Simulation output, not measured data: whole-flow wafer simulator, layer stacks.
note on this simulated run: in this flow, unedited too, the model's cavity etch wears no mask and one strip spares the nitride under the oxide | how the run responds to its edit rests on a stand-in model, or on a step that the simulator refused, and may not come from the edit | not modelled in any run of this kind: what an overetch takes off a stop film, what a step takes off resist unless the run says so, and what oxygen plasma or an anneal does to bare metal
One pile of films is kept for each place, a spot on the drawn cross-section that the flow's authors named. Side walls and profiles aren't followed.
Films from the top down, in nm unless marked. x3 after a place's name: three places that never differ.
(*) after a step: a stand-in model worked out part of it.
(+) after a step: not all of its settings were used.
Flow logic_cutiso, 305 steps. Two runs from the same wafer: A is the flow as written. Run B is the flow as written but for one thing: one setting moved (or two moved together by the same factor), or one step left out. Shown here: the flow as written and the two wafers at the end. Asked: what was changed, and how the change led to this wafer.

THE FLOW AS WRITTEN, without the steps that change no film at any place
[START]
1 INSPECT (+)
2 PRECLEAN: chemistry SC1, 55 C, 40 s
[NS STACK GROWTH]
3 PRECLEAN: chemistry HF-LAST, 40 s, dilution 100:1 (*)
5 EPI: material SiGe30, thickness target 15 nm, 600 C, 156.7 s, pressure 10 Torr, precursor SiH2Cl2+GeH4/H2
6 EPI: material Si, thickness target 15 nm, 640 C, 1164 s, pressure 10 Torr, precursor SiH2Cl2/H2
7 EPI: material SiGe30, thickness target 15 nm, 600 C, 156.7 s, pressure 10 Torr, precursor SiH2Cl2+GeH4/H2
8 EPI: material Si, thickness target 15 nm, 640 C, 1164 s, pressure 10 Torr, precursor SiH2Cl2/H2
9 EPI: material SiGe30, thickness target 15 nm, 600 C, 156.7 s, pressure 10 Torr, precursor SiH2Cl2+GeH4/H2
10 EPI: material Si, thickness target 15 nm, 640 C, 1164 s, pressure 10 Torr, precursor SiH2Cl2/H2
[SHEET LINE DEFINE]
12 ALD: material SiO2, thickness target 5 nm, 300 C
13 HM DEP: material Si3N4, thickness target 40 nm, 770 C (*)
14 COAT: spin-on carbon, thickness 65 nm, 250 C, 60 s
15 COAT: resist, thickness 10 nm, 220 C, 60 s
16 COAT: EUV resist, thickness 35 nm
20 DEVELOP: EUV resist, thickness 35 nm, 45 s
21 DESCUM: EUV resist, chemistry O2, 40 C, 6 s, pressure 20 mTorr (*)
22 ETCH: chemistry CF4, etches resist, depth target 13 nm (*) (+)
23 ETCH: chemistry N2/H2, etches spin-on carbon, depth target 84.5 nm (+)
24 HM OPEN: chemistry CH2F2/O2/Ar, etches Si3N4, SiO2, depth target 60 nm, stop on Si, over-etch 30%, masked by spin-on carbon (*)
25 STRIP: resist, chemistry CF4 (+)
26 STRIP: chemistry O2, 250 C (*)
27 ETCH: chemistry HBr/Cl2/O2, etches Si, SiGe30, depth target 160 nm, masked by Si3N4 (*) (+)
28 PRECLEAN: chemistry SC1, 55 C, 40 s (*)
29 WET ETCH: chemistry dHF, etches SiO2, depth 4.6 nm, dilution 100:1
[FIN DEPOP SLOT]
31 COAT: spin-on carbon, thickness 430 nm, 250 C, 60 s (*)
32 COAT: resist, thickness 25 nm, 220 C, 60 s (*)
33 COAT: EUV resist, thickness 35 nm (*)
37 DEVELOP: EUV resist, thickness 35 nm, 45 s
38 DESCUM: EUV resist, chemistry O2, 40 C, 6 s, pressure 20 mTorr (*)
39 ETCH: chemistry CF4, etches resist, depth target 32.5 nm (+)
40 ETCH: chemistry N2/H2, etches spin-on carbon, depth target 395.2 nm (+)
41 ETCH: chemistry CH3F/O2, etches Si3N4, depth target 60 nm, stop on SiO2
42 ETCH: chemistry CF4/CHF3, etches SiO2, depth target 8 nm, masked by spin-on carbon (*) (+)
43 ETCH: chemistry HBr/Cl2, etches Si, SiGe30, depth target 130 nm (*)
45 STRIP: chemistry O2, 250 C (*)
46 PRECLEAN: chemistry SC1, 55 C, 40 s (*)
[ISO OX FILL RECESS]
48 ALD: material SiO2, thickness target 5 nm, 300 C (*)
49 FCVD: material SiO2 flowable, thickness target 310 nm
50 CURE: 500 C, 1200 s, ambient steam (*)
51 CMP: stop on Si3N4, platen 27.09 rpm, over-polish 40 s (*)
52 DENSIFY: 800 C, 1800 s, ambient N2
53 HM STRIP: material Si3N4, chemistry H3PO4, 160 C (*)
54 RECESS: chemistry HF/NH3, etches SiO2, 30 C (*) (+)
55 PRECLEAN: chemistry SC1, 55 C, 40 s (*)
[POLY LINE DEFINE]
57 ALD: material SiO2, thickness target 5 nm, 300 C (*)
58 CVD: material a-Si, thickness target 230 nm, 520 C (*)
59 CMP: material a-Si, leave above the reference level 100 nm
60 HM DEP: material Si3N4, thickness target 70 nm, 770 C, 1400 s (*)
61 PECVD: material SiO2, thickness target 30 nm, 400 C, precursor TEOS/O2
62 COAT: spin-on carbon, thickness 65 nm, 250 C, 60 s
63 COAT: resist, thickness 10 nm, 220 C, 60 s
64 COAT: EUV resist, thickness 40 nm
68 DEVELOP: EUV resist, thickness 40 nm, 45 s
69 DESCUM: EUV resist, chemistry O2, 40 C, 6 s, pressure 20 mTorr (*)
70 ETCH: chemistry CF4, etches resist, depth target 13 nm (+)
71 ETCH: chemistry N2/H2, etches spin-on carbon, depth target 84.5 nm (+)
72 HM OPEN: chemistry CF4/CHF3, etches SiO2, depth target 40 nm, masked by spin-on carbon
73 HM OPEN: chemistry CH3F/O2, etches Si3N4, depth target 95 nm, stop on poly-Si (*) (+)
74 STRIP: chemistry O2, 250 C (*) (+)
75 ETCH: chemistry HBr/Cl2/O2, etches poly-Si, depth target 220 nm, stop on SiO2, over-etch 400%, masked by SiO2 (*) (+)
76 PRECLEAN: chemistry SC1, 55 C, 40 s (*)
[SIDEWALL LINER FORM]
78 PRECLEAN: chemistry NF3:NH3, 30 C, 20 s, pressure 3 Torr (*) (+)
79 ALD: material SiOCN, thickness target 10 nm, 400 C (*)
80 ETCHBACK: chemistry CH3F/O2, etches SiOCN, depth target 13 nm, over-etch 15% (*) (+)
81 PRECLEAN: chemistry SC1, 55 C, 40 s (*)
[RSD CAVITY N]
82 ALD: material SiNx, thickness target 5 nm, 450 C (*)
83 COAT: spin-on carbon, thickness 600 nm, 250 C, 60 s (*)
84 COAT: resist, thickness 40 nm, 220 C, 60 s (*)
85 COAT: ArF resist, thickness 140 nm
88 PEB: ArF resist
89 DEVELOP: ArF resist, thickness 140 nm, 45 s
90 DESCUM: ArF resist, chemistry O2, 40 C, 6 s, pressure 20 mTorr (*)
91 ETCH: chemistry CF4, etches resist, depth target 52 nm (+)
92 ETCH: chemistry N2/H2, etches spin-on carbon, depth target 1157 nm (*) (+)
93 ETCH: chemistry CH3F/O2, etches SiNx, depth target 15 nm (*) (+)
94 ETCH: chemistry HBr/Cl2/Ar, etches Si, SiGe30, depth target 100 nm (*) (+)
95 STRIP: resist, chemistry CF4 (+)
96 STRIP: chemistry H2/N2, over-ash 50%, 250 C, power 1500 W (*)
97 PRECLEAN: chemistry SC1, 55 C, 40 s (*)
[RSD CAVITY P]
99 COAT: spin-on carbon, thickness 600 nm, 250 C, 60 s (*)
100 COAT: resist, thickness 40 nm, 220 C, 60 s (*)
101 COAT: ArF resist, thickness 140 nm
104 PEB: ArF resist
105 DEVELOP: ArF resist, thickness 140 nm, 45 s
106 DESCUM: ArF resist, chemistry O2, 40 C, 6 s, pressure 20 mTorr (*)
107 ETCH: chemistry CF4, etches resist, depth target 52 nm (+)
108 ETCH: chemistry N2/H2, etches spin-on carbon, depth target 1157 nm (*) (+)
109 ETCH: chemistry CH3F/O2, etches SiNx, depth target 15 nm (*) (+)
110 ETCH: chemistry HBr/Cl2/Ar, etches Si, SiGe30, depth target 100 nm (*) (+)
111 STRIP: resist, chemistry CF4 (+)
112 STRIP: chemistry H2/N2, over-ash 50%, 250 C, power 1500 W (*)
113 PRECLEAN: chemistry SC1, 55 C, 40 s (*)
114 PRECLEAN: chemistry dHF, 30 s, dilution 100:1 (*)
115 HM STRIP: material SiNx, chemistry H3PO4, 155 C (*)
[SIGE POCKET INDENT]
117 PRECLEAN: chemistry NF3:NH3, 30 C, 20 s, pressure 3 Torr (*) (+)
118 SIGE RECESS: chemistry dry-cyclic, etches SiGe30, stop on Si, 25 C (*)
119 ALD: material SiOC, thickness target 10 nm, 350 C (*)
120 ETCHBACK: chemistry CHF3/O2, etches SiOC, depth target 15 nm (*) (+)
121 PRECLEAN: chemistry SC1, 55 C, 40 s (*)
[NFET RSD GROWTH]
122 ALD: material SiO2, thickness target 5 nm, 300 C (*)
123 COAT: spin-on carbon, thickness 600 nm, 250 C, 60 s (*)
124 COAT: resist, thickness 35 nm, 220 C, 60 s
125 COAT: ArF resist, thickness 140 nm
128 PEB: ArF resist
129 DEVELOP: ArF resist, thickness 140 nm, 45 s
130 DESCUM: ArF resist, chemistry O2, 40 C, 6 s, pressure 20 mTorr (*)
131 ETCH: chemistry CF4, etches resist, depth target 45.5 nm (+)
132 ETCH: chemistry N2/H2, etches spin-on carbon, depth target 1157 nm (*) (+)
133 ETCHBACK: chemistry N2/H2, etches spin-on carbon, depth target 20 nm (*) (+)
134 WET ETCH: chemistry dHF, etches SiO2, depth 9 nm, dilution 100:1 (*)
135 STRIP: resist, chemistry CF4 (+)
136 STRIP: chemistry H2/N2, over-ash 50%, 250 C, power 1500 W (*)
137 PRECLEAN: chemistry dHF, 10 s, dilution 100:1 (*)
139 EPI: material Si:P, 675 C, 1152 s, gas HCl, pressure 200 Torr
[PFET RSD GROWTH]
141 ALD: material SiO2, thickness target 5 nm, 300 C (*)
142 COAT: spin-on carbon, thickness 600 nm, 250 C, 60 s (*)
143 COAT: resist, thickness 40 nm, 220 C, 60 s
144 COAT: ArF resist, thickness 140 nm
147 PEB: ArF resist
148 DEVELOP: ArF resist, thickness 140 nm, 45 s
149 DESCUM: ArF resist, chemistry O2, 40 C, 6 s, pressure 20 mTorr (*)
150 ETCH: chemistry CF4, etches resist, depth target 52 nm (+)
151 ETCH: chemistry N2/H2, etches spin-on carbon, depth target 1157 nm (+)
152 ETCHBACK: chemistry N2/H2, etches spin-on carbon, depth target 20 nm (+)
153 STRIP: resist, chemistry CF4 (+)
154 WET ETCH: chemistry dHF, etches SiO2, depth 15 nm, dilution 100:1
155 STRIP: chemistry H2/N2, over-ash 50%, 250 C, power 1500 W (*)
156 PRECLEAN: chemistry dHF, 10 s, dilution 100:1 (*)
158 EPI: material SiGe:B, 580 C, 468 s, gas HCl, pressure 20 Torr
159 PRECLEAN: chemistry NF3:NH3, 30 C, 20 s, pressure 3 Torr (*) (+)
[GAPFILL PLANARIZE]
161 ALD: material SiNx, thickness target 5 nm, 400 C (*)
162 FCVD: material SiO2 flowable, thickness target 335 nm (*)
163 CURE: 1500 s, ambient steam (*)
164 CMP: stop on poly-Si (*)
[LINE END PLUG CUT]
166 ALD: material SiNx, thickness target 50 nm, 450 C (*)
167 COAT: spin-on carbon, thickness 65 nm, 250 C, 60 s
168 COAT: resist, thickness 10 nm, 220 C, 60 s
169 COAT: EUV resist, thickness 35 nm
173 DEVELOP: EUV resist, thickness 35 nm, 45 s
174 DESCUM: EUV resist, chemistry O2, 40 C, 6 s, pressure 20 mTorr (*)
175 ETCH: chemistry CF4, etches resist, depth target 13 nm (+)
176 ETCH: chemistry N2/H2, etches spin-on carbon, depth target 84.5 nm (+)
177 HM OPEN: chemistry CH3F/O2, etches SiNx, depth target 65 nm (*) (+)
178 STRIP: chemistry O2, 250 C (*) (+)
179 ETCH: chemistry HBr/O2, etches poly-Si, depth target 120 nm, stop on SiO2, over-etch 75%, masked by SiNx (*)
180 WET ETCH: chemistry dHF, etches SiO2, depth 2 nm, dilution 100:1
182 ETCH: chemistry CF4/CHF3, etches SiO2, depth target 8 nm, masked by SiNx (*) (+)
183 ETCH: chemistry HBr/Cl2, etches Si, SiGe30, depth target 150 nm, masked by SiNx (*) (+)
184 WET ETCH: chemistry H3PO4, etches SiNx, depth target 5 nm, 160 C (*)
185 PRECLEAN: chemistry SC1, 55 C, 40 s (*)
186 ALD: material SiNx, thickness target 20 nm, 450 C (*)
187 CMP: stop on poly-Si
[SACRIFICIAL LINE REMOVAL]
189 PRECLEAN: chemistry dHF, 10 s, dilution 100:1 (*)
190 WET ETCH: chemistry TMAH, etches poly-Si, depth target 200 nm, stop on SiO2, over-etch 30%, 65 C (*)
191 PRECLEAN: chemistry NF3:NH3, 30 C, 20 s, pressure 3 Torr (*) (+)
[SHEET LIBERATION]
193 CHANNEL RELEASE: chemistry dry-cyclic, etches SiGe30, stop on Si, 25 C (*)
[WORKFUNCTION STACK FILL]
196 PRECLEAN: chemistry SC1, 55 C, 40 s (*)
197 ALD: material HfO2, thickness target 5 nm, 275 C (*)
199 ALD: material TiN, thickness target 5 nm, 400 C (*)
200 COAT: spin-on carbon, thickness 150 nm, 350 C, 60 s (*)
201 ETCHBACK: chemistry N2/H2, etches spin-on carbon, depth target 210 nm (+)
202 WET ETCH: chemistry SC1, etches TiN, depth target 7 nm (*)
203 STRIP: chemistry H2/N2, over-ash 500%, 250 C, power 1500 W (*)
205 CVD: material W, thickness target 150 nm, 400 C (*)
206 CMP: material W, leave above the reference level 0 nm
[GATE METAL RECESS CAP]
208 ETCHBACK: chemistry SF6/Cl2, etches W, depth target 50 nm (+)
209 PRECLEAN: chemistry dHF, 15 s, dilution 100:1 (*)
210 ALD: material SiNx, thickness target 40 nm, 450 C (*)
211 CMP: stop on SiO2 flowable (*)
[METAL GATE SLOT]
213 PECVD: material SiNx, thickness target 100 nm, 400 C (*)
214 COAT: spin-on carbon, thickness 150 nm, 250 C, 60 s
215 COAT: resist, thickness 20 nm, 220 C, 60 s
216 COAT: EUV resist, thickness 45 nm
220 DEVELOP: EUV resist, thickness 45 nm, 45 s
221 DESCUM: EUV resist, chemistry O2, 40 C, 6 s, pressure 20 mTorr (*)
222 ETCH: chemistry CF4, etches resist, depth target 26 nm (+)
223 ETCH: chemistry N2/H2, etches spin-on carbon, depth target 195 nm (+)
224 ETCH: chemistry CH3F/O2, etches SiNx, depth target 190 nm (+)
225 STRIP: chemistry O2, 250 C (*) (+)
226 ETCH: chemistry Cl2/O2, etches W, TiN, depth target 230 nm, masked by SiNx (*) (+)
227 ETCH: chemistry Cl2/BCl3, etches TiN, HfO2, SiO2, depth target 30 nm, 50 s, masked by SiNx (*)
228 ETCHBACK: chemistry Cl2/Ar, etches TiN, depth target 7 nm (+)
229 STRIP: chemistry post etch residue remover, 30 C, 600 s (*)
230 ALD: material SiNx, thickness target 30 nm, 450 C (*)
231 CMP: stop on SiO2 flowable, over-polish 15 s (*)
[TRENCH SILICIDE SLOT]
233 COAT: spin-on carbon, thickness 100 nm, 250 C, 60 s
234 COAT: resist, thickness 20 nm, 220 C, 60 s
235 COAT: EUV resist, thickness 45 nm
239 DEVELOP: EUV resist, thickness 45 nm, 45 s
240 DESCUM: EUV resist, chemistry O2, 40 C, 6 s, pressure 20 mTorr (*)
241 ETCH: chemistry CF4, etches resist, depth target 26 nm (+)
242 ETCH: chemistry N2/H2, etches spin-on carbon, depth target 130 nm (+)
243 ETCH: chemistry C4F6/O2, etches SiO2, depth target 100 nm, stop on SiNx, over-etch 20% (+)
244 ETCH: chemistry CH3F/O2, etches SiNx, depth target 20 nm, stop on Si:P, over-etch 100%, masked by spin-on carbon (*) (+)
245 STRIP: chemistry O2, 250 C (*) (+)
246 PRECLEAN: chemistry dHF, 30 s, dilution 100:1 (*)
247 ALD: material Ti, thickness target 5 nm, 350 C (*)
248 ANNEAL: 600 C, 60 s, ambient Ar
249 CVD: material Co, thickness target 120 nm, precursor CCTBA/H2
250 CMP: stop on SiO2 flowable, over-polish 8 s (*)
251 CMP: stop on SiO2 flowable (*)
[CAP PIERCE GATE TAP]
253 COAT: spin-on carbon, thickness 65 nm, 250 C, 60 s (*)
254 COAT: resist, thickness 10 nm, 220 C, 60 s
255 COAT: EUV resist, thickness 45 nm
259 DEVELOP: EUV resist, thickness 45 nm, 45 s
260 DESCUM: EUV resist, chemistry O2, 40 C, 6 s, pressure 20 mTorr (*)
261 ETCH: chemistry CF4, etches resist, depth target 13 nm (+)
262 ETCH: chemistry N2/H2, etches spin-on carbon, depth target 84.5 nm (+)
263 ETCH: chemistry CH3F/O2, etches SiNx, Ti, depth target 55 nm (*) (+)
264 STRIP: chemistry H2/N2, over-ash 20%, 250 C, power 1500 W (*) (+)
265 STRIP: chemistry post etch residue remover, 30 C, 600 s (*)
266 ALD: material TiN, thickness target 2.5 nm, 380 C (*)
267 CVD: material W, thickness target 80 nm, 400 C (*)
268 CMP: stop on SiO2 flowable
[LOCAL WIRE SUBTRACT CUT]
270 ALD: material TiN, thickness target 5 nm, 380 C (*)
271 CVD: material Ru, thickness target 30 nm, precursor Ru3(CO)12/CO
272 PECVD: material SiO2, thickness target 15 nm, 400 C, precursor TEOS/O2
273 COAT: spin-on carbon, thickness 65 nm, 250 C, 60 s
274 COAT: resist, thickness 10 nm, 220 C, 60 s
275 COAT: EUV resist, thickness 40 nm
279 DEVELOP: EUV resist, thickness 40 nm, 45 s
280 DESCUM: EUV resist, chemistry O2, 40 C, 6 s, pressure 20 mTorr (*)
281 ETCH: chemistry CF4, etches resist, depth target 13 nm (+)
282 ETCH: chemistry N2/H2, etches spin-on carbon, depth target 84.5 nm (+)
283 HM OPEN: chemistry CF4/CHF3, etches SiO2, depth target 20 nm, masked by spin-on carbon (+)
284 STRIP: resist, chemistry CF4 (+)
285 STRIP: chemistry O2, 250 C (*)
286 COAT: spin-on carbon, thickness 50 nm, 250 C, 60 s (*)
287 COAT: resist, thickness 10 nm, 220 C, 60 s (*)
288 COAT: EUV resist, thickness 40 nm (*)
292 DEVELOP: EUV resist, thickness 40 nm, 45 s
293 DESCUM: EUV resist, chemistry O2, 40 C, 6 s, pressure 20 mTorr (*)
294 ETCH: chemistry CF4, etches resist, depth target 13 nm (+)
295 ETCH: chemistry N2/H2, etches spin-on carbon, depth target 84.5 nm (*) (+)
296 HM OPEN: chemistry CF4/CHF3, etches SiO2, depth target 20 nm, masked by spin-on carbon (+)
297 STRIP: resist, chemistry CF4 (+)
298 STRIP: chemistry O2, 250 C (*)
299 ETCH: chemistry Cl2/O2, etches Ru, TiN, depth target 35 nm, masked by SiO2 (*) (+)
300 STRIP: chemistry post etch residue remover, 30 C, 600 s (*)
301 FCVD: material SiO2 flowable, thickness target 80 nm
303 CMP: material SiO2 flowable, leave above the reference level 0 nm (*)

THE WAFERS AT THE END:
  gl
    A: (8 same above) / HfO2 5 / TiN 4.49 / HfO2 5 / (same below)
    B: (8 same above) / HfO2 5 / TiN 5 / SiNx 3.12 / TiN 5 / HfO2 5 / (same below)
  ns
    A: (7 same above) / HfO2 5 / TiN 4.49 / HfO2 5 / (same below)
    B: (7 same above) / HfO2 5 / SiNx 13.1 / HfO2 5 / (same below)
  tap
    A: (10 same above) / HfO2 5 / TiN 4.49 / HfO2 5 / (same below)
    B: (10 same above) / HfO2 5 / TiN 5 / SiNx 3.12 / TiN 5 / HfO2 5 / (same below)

The cause: step 9, EPI: 246.8 s was run, where the flow has 156.7 s.

How the change led to this, step by step:
  9 EPI: material SiGe30, thickness target 15 nm, 600 C, 156.7 s, pressure 10 Torr, precursor SiH2Cl2+GeH4/H2
      depop, dpovl, gfld and 19 more: A SiGe30 +15 (new film) | B SiGe30 +23.6 (new film)
  27 ETCH: chemistry HBr/Cl2/O2, etches Si, SiGe30, depth target 160 nm, masked by Si3N4 (*) (+)
      gfld, gxf, iso, lnri: A chemical SiO2 -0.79 (all of it), Si -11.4 (all of it), SiGe30 -15 (all of it), Si -15 (all of it), SiGe30 -15 (all of it), Si -15 (all of it), SiGe30 -15 (all of it), Si -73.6 | B chemical SiO2 -0.79 (all of it), Si -11.4 (all of it), SiGe30 -23.6 (all of it), Si -15 (all of it), SiGe30 -15 (all of it), Si -15 (all of it), SiGe30 -15 (all of it), Si -65
      dpovl, nsgap: A chemical SiO2 -0.79 (all of it), Si -11.8 (all of it), SiGe30 -15 (all of it), Si -15 (all of it), SiGe30 -15 (all of it), Si -15 (all of it), SiGe30 -15 (all of it), Si -73.2 | B chemical SiO2 -0.79 (all of it), Si -11.8 (all of it), SiGe30 -23.6 (all of it), Si -15 (all of it), SiGe30 -15 (all of it), Si -15 (all of it), SiGe30 -15 (all of it), Si -64.6
      (and at 1 more place)
  43 ETCH: chemistry HBr/Cl2, etches Si, SiGe30, depth target 130 nm (*)
      depop: A Si -14 (all of it), SiGe30 -15 (all of it), Si -15 (all of it), SiGe30 -15 (all of it), Si -15 (all of it), SiGe30 -15 (all of it), Si -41 | B Si -14 (all of it), SiGe30 -23.6 (all of it), Si -15 (all of it), SiGe30 -15 (all of it), Si -15 (all of it), SiGe30 -15 (all of it), Si -32.3
  94 ETCH: chemistry HBr/Cl2/Ar, etches Si, SiGe30, depth target 100 nm (*) (+)
      rsdn, rsdx: A chemical SiO2 -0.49 (all of it), Si -12.8 (all of it), SiGe30 -15 (all of it), Si -15 (all of it), SiGe30 -15 (all of it), Si -15 (all of it), SiGe30 -15 (all of it), Si -12.2 | B chemical SiO2 -0.49 (all of it), Si -12.8 (all of it), SiGe30 -23.6 (all of it), Si -15 (all of it), SiGe30 -15 (all of it), Si -15 (all of it), SiGe30 -15 (all of it), Si -3.53
  110 ETCH: chemistry HBr/Cl2/Ar, etches Si, SiGe30, depth target 100 nm (*) (+)
      rsdp, rsdw: A chemical SiO2 -0.49 (all of it), Si -12.8 (all of it), SiGe30 -15 (all of it), Si -15 (all of it), SiGe30 -15 (all of it), Si -15 (all of it), SiGe30 -15 (all of it), Si -12.2 | B chemical SiO2 -0.49 (all of it), Si -12.8 (all of it), SiGe30 -23.6 (all of it), Si -15 (all of it), SiGe30 -15 (all of it), Si -15 (all of it), SiGe30 -15 (all of it), Si -3.53
  118 SIGE RECESS: chemistry dry-cyclic, etches SiGe30, stop on Si, 25 C (*)
      lnr, lnrp, lnrt: A SiOCN -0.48, Si -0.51, cavity +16 (new film), SiGe30 -15 (all of it), Si -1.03, cavity +16 (new film), SiGe30 -15 (all of it), Si -1.03, cavity +16 (new film), SiGe30 -15 (all of it), Si -0.51 | B SiOCN -0.48, Si -0.51, cavity +24.7 (new film), SiGe30 -23.6 (all of it), Si -1.03, cavity +16 (new film), SiGe30 -15 (all of it), Si -1.03, cavity +16 (new film), SiGe30 -15 (all of it), Si -0.51
  119 ALD: material SiOC, thickness target 10 nm, 350 C (*)
      lnr, lnrp, lnrt: A SiOC +10 (new film), SiOC +16 (new film), cavity -16 (all of it), SiOC +16 (new film), cavity -16 (all of it), SiOC +16 (new film), cavity -16 (all of it) | B SiOC +10 (new film), SiOC +24.7 (new film), cavity -24.7 (all of it), SiOC +16 (new film), cavity -16 (all of it), SiOC +16 (new film), cavity -16 (all of it)
  183 ETCH: chemistry HBr/Cl2, etches Si, SiGe30, depth target 150 nm, masked by SiNx (*) (+)
      plug: A Si -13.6 (all of it), SiGe30 -15 (all of it), Si -15 (all of it), SiGe30 -15 (all of it), Si -15 (all of it), SiGe30 -15 (all of it), Si -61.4 | B Si -13.6 (all of it), SiGe30 -23.6 (all of it), Si -15 (all of it), SiGe30 -15 (all of it), Si -15 (all of it), SiGe30 -15 (all of it), Si -52.8
  193 CHANNEL RELEASE: chemistry dry-cyclic, etches SiGe30, stop on Si, 25 C (*)
      gl, glp, gxn, gxp, ns, tap: A chemical SiO2 +0.8 (new film), Si -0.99, chemical SiO2 +0.8 (new film), cavity +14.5 (new film), chemical SiO2 +0.8 (new film), SiGe30 -15 (all of it), Si -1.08, chemical SiO2 +0.8 (new film), cavity +14.5 (new film), chemical SiO2 +0.8 (new film), SiGe30 -15 (all of it), Si -1.08, chemical SiO2 +0.8 (new film), cavity +14.5 (new film), chemical SiO2 +0.8 (new film), SiGe30 -15 (all of it), Si -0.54 | B chemical SiO2 +0.8 (new film), Si -0.99, chemical SiO2 +0.8 (new film), cavity +23.1 (new film), chemical SiO2 +0.8 (new film), SiGe30 -23.6 (all of it), Si -1.08, chemical SiO2 +0.8 (new film), cavity +14.5 (new film), chemical SiO2 +0.8 (new film), SiGe30 -15 (all of it), Si -1.08, chemical SiO2 +0.8 (new film), cavity +14.5 (new film), chemical SiO2 +0.8 (new film), SiGe30 -15 (all of it), Si -0.54
  199 ALD: material TiN, thickness target 5 nm, 400 C (*)
      gl, glp, tap: A TiN +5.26 (new film), TiN +4.49 (new film), cavity -4.49 (all of it), TiN +4.49 (new film), cavity -4.49 (all of it), TiN +4.49 (new film), cavity -4.49 (all of it) | B TiN +5.26 (new film), TiN +5 (new film), cavity -10, TiN +5 (new film), TiN +4.49 (new film), cavity -4.49 (all of it), TiN +4.49 (new film), cavity -4.49 (all of it)
      gxn, gxp, ns: A TiN +5 (new film), TiN +4.49 (new film), cavity -4.49 (all of it), TiN +4.49 (new film), cavity -4.49 (all of it), TiN +4.49 (new film), cavity -4.49 (all of it) | B TiN +5 (new film), TiN +5 (new film), cavity -10, TiN +5 (new film), TiN +4.49 (new film), cavity -4.49 (all of it), TiN +4.49 (new film), cavity -4.49 (all of it)
  202 WET ETCH: chemistry SC1, etches TiN, depth target 7 nm (*)
      ns: A TiN -5 (all of it) | B TiN -5 (all of it), TiN -5 (all of it), cavity +10, TiN -5 (all of it)
  210 ALD: material SiNx, thickness target 40 nm, 450 C (*)
      gl, glp, gxn, gxp, tap: A SiNx +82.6 (new film) | B SiNx +82.6 (new film), SiNx +3.12 (new film), cavity -3.12 (all of it)
      ns: A SiNx +40 (new film) | B SiNx +40 (new film), SiNx +13.1 (new film), cavity -13.1 (all of it)
Counting metal films that touch as one body, gl has 5 bodies (between them, from the top down: HfO2 5 / chemical SiO2 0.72 / Si 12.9 / chemical SiO2 0.8 / HfO2 5; SiNx 3.12; HfO2 5 / chemical SiO2 0.8 / Si 13.9 / chemical SiO2 0.8 / HfO2 5; HfO2 5 / chemical SiO2 0.8 / Si 13.9 / chemical SiO2 0.8 / HfO2 5); the flow as written gives 4 bodies (between them, from the top down: HfO2 5 / chemical SiO2 0.72 / Si 12.9 / chemical SiO2 0.8 / HfO2 5; HfO2 5 / chemical SiO2 0.8 / Si 13.9 / chemical SiO2 0.8 / HfO2 5; HfO2 5 / chemical SiO2 0.8 / Si 13.9 / chemical SiO2 0.8 / HfO2 5).
Counting metal films that touch as one body, ns has 3 bodies (between them, from the top down: HfO2 5 / chemical SiO2 0.72 / Si 12.9 / chemical SiO2 0.8 / HfO2 5 / SiNx 13.1 / HfO2 5 / chemical SiO2 0.8 / Si 13.9 / chemical SiO2 0.8 / HfO2 5; HfO2 5 / chemical SiO2 0.8 / Si 13.9 / chemical SiO2 0.8 / HfO2 5); the flow as written gives 4 bodies (between them, from the top down: HfO2 5 / chemical SiO2 0.72 / Si 12.9 / chemical SiO2 0.8 / HfO2 5; HfO2 5 / chemical SiO2 0.8 / Si 13.9 / chemical SiO2 0.8 / HfO2 5; HfO2 5 / chemical SiO2 0.8 / Si 13.9 / chemical SiO2 0.8 / HfO2 5).
Counting metal films that touch as one body, tap has 5 bodies (between them, from the top down: HfO2 5 / chemical SiO2 0.72 / Si 12.9 / chemical SiO2 0.8 / HfO2 5; SiNx 3.12; HfO2 5 / chemical SiO2 0.8 / Si 13.9 / chemical SiO2 0.8 / HfO2 5; HfO2 5 / chemical SiO2 0.8 / Si 13.9 / chemical SiO2 0.8 / HfO2 5); the flow as written gives 4 bodies (between them, from the top down: HfO2 5 / chemical SiO2 0.72 / Si 12.9 / chemical SiO2 0.8 / HfO2 5; HfO2 5 / chemical SiO2 0.8 / Si 13.9 / chemical SiO2 0.8 / HfO2 5; HfO2 5 / chemical SiO2 0.8 / Si 13.9 / chemical SiO2 0.8 / HfO2 5).
